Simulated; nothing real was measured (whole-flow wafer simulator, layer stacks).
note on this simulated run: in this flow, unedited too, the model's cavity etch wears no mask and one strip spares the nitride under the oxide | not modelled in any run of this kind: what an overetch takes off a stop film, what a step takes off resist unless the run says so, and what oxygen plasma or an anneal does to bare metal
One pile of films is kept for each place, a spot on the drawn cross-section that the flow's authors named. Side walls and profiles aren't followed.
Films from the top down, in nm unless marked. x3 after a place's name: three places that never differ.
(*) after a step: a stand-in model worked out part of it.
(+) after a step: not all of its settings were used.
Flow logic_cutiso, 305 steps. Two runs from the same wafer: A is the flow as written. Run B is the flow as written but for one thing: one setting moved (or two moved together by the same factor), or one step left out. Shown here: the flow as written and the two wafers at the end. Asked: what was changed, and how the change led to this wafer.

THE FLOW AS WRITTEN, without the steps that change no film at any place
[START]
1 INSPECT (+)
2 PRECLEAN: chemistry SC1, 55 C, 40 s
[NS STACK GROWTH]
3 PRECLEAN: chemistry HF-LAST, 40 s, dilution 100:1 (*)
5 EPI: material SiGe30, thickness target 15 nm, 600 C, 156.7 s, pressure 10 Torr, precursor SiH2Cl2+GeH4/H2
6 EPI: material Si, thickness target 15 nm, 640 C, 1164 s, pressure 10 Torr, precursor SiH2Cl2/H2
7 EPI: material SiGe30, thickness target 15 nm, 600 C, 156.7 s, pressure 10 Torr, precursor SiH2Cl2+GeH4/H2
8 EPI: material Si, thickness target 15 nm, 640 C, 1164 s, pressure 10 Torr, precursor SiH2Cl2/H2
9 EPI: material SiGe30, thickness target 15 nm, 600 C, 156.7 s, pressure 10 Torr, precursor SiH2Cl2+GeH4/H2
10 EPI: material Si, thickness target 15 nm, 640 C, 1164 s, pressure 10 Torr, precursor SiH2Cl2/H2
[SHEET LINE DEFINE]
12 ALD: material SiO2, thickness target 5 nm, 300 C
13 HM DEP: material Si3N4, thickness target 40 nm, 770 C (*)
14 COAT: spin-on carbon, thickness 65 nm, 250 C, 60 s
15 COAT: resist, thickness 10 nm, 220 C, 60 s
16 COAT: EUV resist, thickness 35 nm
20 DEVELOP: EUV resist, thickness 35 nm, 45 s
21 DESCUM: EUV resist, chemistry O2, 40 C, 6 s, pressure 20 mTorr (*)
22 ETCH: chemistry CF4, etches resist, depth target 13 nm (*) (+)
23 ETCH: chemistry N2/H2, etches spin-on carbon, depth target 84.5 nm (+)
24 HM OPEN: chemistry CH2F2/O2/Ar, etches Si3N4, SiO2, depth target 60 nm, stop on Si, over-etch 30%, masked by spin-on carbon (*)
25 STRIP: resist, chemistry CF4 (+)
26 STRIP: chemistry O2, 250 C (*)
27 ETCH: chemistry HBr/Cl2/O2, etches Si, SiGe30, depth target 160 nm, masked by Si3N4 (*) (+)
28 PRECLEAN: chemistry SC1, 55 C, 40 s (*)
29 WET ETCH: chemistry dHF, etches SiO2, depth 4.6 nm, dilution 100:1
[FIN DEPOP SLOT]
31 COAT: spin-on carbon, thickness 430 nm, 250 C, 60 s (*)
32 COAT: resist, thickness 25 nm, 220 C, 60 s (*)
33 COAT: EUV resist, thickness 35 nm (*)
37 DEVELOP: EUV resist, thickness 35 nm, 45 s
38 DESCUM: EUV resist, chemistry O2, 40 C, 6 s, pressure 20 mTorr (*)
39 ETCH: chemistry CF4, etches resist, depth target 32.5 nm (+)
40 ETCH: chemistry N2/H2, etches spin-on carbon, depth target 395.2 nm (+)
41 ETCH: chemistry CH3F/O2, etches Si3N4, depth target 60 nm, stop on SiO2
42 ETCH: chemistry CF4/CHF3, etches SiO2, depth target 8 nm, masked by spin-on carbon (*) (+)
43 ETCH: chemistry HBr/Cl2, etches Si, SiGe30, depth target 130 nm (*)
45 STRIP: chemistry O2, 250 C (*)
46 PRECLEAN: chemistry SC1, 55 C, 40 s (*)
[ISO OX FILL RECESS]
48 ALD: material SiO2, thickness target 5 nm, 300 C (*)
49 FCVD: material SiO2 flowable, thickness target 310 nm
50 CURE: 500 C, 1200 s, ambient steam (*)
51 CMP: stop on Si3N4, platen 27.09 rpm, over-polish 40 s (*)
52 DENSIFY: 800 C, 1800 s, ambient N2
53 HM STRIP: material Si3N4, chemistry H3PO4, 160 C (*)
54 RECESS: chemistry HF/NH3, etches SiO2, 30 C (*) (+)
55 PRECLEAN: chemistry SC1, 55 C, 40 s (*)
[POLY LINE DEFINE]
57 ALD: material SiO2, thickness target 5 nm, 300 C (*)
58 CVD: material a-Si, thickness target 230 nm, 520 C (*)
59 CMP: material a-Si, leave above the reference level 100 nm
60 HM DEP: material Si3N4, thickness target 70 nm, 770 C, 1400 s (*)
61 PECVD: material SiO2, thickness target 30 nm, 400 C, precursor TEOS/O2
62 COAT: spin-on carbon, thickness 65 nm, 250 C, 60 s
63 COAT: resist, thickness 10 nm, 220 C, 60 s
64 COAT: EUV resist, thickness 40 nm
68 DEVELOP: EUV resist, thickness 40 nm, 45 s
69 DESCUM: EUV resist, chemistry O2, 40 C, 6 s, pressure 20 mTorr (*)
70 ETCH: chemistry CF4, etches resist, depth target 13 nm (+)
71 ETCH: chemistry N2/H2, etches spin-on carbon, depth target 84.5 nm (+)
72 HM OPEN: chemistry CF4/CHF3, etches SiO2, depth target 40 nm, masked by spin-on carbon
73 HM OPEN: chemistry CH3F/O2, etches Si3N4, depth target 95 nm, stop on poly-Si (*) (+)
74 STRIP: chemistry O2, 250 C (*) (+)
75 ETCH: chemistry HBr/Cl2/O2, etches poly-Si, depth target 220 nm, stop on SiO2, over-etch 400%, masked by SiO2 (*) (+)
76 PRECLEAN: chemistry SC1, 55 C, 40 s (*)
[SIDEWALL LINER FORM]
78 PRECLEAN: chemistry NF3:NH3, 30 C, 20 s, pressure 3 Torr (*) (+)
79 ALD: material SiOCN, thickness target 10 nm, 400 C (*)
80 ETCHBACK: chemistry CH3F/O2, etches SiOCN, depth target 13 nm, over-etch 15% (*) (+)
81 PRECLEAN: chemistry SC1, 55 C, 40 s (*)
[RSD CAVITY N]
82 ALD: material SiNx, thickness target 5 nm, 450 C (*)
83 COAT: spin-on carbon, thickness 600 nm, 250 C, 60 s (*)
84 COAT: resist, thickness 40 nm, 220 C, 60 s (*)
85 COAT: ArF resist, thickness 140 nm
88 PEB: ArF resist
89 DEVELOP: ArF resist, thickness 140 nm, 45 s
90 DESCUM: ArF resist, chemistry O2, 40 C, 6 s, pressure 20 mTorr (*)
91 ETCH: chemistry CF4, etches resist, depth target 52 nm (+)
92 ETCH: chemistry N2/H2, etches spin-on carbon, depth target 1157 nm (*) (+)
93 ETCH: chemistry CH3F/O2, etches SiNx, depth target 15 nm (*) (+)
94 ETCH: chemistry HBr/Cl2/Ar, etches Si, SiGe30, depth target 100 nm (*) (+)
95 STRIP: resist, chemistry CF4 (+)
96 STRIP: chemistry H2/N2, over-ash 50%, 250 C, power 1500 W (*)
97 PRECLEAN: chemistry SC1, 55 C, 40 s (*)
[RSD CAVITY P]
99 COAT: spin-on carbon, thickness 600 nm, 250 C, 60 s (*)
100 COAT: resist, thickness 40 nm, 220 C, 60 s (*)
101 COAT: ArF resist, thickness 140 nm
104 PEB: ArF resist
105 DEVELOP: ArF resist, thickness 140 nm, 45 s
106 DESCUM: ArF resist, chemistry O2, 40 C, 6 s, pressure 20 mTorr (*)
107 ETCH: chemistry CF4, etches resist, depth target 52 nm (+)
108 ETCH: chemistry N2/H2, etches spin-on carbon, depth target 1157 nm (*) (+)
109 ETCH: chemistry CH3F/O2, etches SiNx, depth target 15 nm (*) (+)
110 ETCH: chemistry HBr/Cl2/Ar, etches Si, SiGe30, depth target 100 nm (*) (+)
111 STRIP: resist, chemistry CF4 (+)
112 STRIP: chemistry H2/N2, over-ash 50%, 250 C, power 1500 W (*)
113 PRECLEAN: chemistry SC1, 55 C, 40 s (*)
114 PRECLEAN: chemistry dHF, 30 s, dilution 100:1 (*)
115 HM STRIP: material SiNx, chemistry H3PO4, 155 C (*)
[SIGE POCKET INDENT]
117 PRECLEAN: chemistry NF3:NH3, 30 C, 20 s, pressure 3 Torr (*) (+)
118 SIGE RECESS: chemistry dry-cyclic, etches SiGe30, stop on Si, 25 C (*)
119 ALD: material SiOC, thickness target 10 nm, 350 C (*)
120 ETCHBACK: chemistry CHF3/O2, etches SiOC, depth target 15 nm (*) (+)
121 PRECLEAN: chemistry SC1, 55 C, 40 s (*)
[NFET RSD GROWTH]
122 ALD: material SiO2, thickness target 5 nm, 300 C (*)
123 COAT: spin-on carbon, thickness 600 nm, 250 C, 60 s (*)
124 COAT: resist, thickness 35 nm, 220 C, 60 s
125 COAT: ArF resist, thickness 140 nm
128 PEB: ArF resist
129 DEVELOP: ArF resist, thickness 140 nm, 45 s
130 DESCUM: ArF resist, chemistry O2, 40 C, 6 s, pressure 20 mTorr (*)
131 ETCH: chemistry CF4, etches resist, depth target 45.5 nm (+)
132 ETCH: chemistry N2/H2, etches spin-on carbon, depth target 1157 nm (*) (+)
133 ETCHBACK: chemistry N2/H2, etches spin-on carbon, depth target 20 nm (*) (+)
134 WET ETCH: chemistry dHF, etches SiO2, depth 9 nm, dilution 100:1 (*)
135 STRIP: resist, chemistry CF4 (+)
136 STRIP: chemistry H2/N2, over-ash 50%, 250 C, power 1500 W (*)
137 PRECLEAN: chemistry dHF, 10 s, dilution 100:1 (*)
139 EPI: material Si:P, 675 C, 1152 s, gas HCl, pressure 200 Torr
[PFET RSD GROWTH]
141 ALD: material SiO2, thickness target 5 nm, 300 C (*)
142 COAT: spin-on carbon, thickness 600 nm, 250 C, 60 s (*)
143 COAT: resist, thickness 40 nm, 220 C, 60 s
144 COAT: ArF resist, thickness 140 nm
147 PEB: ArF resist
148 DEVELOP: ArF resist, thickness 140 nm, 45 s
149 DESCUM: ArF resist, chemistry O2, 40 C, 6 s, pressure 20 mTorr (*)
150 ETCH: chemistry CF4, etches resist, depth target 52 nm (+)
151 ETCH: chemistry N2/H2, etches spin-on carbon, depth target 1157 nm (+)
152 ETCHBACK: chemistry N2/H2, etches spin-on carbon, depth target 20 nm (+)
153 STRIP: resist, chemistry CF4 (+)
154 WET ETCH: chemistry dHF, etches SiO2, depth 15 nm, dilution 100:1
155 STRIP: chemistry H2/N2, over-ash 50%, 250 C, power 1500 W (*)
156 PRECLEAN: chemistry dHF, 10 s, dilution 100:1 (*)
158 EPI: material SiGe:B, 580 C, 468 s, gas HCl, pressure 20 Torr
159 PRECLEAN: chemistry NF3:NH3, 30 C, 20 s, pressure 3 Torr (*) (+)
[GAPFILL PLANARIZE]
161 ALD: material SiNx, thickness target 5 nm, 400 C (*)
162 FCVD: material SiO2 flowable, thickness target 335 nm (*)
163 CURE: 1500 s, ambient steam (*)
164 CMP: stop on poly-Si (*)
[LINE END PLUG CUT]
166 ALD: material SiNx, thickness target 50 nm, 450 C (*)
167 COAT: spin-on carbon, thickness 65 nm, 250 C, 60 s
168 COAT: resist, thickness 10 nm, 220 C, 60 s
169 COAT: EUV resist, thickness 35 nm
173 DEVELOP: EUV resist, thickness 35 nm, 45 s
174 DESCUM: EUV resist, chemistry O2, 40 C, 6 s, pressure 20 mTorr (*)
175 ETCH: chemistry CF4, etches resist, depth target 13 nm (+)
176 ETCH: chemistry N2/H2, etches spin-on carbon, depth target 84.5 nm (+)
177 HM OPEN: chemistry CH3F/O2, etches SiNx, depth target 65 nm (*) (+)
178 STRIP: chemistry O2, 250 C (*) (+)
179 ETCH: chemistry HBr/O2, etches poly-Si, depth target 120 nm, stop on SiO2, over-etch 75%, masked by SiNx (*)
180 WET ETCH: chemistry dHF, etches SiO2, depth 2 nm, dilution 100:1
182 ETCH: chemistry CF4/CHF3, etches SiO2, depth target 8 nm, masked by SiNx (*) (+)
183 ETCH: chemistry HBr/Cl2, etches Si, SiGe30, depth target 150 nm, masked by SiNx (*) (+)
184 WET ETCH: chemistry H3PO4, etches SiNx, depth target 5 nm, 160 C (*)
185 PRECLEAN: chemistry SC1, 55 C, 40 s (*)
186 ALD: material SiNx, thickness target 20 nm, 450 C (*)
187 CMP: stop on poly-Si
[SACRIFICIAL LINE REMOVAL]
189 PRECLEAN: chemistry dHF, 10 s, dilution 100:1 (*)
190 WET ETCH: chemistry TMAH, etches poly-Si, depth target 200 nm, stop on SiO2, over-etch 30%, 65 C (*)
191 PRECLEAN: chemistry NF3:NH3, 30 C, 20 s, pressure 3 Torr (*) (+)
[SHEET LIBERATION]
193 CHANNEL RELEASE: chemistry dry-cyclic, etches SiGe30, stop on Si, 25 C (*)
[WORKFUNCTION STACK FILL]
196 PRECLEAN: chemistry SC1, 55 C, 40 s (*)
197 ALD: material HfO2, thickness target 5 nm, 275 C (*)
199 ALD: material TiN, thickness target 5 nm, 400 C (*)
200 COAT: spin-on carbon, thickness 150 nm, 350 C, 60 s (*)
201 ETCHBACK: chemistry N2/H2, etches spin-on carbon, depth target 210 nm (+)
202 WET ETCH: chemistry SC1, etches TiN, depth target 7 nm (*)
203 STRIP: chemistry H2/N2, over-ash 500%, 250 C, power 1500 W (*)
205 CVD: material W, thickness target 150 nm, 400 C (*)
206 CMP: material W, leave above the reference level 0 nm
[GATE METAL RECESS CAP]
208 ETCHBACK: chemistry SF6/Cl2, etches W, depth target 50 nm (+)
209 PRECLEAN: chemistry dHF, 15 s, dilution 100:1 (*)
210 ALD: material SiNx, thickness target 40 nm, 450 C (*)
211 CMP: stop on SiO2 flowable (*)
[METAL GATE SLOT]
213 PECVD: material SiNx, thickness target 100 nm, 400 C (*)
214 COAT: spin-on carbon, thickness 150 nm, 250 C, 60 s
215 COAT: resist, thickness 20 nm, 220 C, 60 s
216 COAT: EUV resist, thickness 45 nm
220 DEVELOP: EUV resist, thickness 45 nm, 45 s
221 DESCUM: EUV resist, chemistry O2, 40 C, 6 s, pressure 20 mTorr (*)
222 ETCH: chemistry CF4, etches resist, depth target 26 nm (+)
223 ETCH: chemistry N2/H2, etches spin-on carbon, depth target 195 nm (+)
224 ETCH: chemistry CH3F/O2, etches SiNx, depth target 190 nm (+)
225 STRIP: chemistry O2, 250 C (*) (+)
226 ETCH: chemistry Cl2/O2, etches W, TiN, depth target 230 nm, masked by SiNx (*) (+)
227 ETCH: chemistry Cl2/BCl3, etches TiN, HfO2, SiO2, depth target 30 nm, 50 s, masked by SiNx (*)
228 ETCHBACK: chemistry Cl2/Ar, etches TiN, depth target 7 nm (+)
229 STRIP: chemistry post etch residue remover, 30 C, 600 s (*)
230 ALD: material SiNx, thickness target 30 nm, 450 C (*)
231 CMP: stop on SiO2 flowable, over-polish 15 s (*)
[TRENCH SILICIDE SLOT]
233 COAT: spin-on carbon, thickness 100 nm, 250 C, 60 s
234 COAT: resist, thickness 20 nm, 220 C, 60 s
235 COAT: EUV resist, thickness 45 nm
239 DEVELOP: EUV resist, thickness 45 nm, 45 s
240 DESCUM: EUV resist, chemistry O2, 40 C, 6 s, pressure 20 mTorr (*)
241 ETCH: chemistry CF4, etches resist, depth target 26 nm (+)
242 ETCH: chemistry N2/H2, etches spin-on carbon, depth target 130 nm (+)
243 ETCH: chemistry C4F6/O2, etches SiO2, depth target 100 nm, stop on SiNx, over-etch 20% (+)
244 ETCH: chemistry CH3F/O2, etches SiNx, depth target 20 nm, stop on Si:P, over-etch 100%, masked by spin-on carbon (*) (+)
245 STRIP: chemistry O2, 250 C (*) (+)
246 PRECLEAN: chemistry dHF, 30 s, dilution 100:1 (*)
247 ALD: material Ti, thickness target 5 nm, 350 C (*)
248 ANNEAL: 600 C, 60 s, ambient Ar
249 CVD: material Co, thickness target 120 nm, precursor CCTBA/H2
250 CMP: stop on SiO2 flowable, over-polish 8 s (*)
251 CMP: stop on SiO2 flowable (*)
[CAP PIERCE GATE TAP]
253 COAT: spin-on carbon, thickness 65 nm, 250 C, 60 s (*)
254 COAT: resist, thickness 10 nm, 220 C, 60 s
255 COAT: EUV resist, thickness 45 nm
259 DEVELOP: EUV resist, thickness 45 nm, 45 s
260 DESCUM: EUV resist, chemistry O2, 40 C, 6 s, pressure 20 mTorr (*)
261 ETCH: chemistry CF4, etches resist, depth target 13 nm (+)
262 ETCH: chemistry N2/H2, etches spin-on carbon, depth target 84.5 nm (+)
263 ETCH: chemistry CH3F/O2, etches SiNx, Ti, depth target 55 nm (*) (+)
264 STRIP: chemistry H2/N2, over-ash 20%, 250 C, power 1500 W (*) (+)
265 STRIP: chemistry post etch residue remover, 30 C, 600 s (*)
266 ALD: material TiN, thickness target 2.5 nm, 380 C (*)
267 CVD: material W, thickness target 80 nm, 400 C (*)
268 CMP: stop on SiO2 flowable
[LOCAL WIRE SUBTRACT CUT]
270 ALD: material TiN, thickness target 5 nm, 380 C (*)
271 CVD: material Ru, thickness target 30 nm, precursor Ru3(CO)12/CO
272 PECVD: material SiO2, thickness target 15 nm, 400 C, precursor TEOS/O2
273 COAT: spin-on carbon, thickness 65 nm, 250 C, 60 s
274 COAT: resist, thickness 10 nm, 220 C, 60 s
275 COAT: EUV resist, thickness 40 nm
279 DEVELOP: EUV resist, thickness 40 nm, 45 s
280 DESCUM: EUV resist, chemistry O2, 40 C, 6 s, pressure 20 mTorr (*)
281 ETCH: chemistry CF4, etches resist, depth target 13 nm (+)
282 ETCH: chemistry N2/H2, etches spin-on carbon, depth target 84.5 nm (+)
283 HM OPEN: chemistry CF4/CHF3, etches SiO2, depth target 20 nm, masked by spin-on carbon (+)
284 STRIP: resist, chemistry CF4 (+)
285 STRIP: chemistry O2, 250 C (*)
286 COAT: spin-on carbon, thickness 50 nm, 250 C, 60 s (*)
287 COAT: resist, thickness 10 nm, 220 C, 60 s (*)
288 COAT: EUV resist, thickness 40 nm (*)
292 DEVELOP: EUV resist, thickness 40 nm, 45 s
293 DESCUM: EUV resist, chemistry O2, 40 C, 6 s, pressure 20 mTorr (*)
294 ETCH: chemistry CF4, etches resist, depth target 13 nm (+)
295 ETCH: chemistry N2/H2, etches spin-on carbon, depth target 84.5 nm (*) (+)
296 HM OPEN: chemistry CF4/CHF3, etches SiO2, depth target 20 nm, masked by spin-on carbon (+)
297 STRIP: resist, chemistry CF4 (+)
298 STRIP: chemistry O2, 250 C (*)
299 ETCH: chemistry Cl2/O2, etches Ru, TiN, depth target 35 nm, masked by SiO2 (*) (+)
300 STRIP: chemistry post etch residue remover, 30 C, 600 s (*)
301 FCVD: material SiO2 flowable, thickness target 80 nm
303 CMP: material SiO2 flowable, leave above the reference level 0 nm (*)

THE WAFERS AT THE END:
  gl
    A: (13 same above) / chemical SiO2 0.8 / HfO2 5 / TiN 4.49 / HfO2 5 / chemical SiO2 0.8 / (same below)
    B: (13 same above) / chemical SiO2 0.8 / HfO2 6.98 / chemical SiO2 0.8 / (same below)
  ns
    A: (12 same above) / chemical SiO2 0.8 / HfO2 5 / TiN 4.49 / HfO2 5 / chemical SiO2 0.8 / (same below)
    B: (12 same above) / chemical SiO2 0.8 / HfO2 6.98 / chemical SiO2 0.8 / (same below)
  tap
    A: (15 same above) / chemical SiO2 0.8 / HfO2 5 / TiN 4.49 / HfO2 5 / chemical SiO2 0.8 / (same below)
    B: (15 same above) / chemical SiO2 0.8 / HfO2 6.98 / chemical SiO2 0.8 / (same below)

The cause: step 7, EPI: 78.3 s was run, where the flow has 156.7 s.

How the change led to this, step by step:
  7 EPI: material SiGe30, thickness target 15 nm, 600 C, 156.7 s, pressure 10 Torr, precursor SiH2Cl2+GeH4/H2
      depop, dpovl, gfld and 19 more: A SiGe30 +15 (new film) | B SiGe30 +7.5 (new film)
  27 ETCH: chemistry HBr/Cl2/O2, etches Si, SiGe30, depth target 160 nm, masked by Si3N4 (*) (+)
      gfld, gxf, iso, lnri: A chemical SiO2 -0.79 (all of it), Si -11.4 (all of it), SiGe30 -15 (all of it), Si -15 (all of it), SiGe30 -15 (all of it), Si -15 (all of it), SiGe30 -15 (all of it), Si -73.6 | B chemical SiO2 -0.79 (all of it), Si -11.4 (all of it), SiGe30 -15 (all of it), Si -15 (all of it), SiGe30 -7.5 (all of it), Si -15 (all of it), SiGe30 -15 (all of it), Si -81.1
      dpovl, nsgap: A chemical SiO2 -0.79 (all of it), Si -11.8 (all of it), SiGe30 -15 (all of it), Si -15 (all of it), SiGe30 -15 (all of it), Si -15 (all of it), SiGe30 -15 (all of it), Si -73.2 | B chemical SiO2 -0.79 (all of it), Si -11.8 (all of it), SiGe30 -15 (all of it), Si -15 (all of it), SiGe30 -7.5 (all of it), Si -15 (all of it), SiGe30 -15 (all of it), Si -80.7
      (and at 1 more place)
  43 ETCH: chemistry HBr/Cl2, etches Si, SiGe30, depth target 130 nm (*)
      depop: A Si -14 (all of it), SiGe30 -15 (all of it), Si -15 (all of it), SiGe30 -15 (all of it), Si -15 (all of it), SiGe30 -15 (all of it), Si -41 | B Si -14 (all of it), SiGe30 -15 (all of it), Si -15 (all of it), SiGe30 -7.5 (all of it), Si -15 (all of it), SiGe30 -15 (all of it), Si -48.5
  94 ETCH: chemistry HBr/Cl2/Ar, etches Si, SiGe30, depth target 100 nm (*) (+)
      rsdn, rsdx: A chemical SiO2 -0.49 (all of it), Si -12.8 (all of it), SiGe30 -15 (all of it), Si -15 (all of it), SiGe30 -15 (all of it), Si -15 (all of it), SiGe30 -15 (all of it), Si -12.2 | B chemical SiO2 -0.49 (all of it), Si -12.8 (all of it), SiGe30 -15 (all of it), Si -15 (all of it), SiGe30 -7.5 (all of it), Si -15 (all of it), SiGe30 -15 (all of it), Si -19.7
  110 ETCH: chemistry HBr/Cl2/Ar, etches Si, SiGe30, depth target 100 nm (*) (+)
      rsdp, rsdw: A chemical SiO2 -0.49 (all of it), Si -12.8 (all of it), SiGe30 -15 (all of it), Si -15 (all of it), SiGe30 -15 (all of it), Si -15 (all of it), SiGe30 -15 (all of it), Si -12.2 | B chemical SiO2 -0.49 (all of it), Si -12.8 (all of it), SiGe30 -15 (all of it), Si -15 (all of it), SiGe30 -7.5 (all of it), Si -15 (all of it), SiGe30 -15 (all of it), Si -19.7
  118 SIGE RECESS: chemistry dry-cyclic, etches SiGe30, stop on Si, 25 C (*)
      lnr, lnrp, lnrt: A SiOCN -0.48, Si -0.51, cavity +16 (new film), SiGe30 -15 (all of it), Si -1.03, cavity +16 (new film), SiGe30 -15 (all of it), Si -1.03, cavity +16 (new film), SiGe30 -15 (all of it), Si -0.51 | B SiOCN -0.48, Si -0.51, cavity +16 (new film), SiGe30 -15 (all of it), Si -1.03, cavity +8.52 (new film), SiGe30 -7.5 (all of it), Si -1.03, cavity +16 (new film), SiGe30 -15 (all of it), Si -0.51
  119 ALD: material SiOC, thickness target 10 nm, 350 C (*)
      lnr, lnrp, lnrt: A SiOC +10 (new film), SiOC +16 (new film), cavity -16 (all of it), SiOC +16 (new film), cavity -16 (all of it), SiOC +16 (new film), cavity -16 (all of it) | B SiOC +10 (new film), SiOC +16 (new film), cavity -16 (all of it), SiOC +8.52 (new film), cavity -8.52 (all of it), SiOC +16 (new film), cavity -16 (all of it)
  183 ETCH: chemistry HBr/Cl2, etches Si, SiGe30, depth target 150 nm, masked by SiNx (*) (+)
      plug: A Si -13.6 (all of it), SiGe30 -15 (all of it), Si -15 (all of it), SiGe30 -15 (all of it), Si -15 (all of it), SiGe30 -15 (all of it), Si -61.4 | B Si -13.6 (all of it), SiGe30 -15 (all of it), Si -15 (all of it), SiGe30 -7.5 (all of it), Si -15 (all of it), SiGe30 -15 (all of it), Si -68.9
  193 CHANNEL RELEASE: chemistry dry-cyclic, etches SiGe30, stop on Si, 25 C (*)
      gl, glp, gxn, gxp, ns, tap: A chemical SiO2 +0.8 (new film), Si -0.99, chemical SiO2 +0.8 (new film), cavity +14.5 (new film), chemical SiO2 +0.8 (new film), SiGe30 -15 (all of it), Si -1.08, chemical SiO2 +0.8 (new film), cavity +14.5 (new film), chemical SiO2 +0.8 (new film), SiGe30 -15 (all of it), Si -1.08, chemical SiO2 +0.8 (new film), cavity +14.5 (new film), chemical SiO2 +0.8 (new film), SiGe30 -15 (all of it), Si -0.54 | B chemical SiO2 +0.8 (new film), Si -0.99, chemical SiO2 +0.8 (new film), cavity +14.5 (new film), chemical SiO2 +0.8 (new film), SiGe30 -15 (all of it), Si -1.08, chemical SiO2 +0.8 (new film), cavity +6.98 (new film), chemical SiO2 +0.8 (new film), SiGe30 -7.5 (all of it), Si -1.08, chemical SiO2 +0.8 (new film), cavity +14.5 (new film), chemical SiO2 +0.8 (new film), SiGe30 -15 (all of it), Si -0.54
  197 ALD: material HfO2, thickness target 5 nm, 275 C (*)
      gl, glp, gxn, gxp, ns, tap: A HfO2 +5 (new film), HfO2 +5 (new film), cavity -10, HfO2 +5 (new film), HfO2 +5 (new film), cavity -10, HfO2 +5 (new film), HfO2 +5 (new film), cavity -10, HfO2 +5 (new film) | B HfO2 +5 (new film), HfO2 +5 (new film), cavity -10, HfO2 +5 (new film), HfO2 +6.98 (new film), cavity -6.98 (all of it), HfO2 +5 (new film), cavity -10, HfO2 +5 (new film)
  199 ALD: material TiN, thickness target 5 nm, 400 C (*)
      gl, glp, tap: A TiN +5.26 (new film), TiN +4.49 (new film), cavity -4.49 (all of it), TiN +4.49 (new film), cavity -4.49 (all of it), TiN +4.49 (new film), cavity -4.49 (all of it) | B TiN +5.26 (new film), TiN +4.49 (new film), cavity -4.49 (all of it), TiN +4.49 (new film), cavity -4.49 (all of it)
      gxn, gxp, ns: A TiN +5 (new film), TiN +4.49 (new film), cavity -4.49 (all of it), TiN +4.49 (new film), cavity -4.49 (all of it), TiN +4.49 (new film), cavity -4.49 (all of it) | B TiN +5 (new film), TiN +4.49 (new film), cavity -4.49 (all of it), TiN +4.49 (new film), cavity -4.49 (all of it)
Counting metal films that touch as one body, gl has 3 bodies (between them, from the top down: HfO2 5 / chemical SiO2 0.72 / Si 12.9 / chemical SiO2 0.8 / HfO2 5; HfO2 5 / chemical SiO2 0.8 / Si 13.9 / chemical SiO2 0.8 / HfO2 6.98 / chemical SiO2 0.8 / Si 13.9 / chemical SiO2 0.8 / HfO2 5); the flow as written gives 4 bodies (between them, from the top down: HfO2 5 / chemical SiO2 0.72 / Si 12.9 / chemical SiO2 0.8 / HfO2 5; HfO2 5 / chemical SiO2 0.8 / Si 13.9 / chemical SiO2 0.8 / HfO2 5; HfO2 5 / chemical SiO2 0.8 / Si 13.9 / chemical SiO2 0.8 / HfO2 5).
Counting metal films that touch as one body, ns has 3 bodies (between them, from the top down: HfO2 5 / chemical SiO2 0.72 / Si 12.9 / chemical SiO2 0.8 / HfO2 5; HfO2 5 / chemical SiO2 0.8 / Si 13.9 / chemical SiO2 0.8 / HfO2 6.98 / chemical SiO2 0.8 / Si 13.9 / chemical SiO2 0.8 / HfO2 5); the flow as written gives 4 bodies (between them, from the top down: HfO2 5 / chemical SiO2 0.72 / Si 12.9 / chemical SiO2 0.8 / HfO2 5; HfO2 5 / chemical SiO2 0.8 / Si 13.9 / chemical SiO2 0.8 / HfO2 5; HfO2 5 / chemical SiO2 0.8 / Si 13.9 / chemical SiO2 0.8 / HfO2 5).
Counting metal films that touch as one body, tap has 3 bodies (between them, from the top down: HfO2 5 / chemical SiO2 0.72 / Si 12.9 / chemical SiO2 0.8 / HfO2 5; HfO2 5 / chemical SiO2 0.8 / Si 13.9 / chemical SiO2 0.8 / HfO2 6.98 / chemical SiO2 0.8 / Si 13.9 / chemical SiO2 0.8 / HfO2 5); the flow as written gives 4 bodies (between them, from the top down: HfO2 5 / chemical SiO2 0.72 / Si 12.9 / chemical SiO2 0.8 / HfO2 5; HfO2 5 / chemical SiO2 0.8 / Si 13.9 / chemical SiO2 0.8 / HfO2 5; HfO2 5 / chemical SiO2 0.8 / Si 13.9 / chemical SiO2 0.8 / HfO2 5).
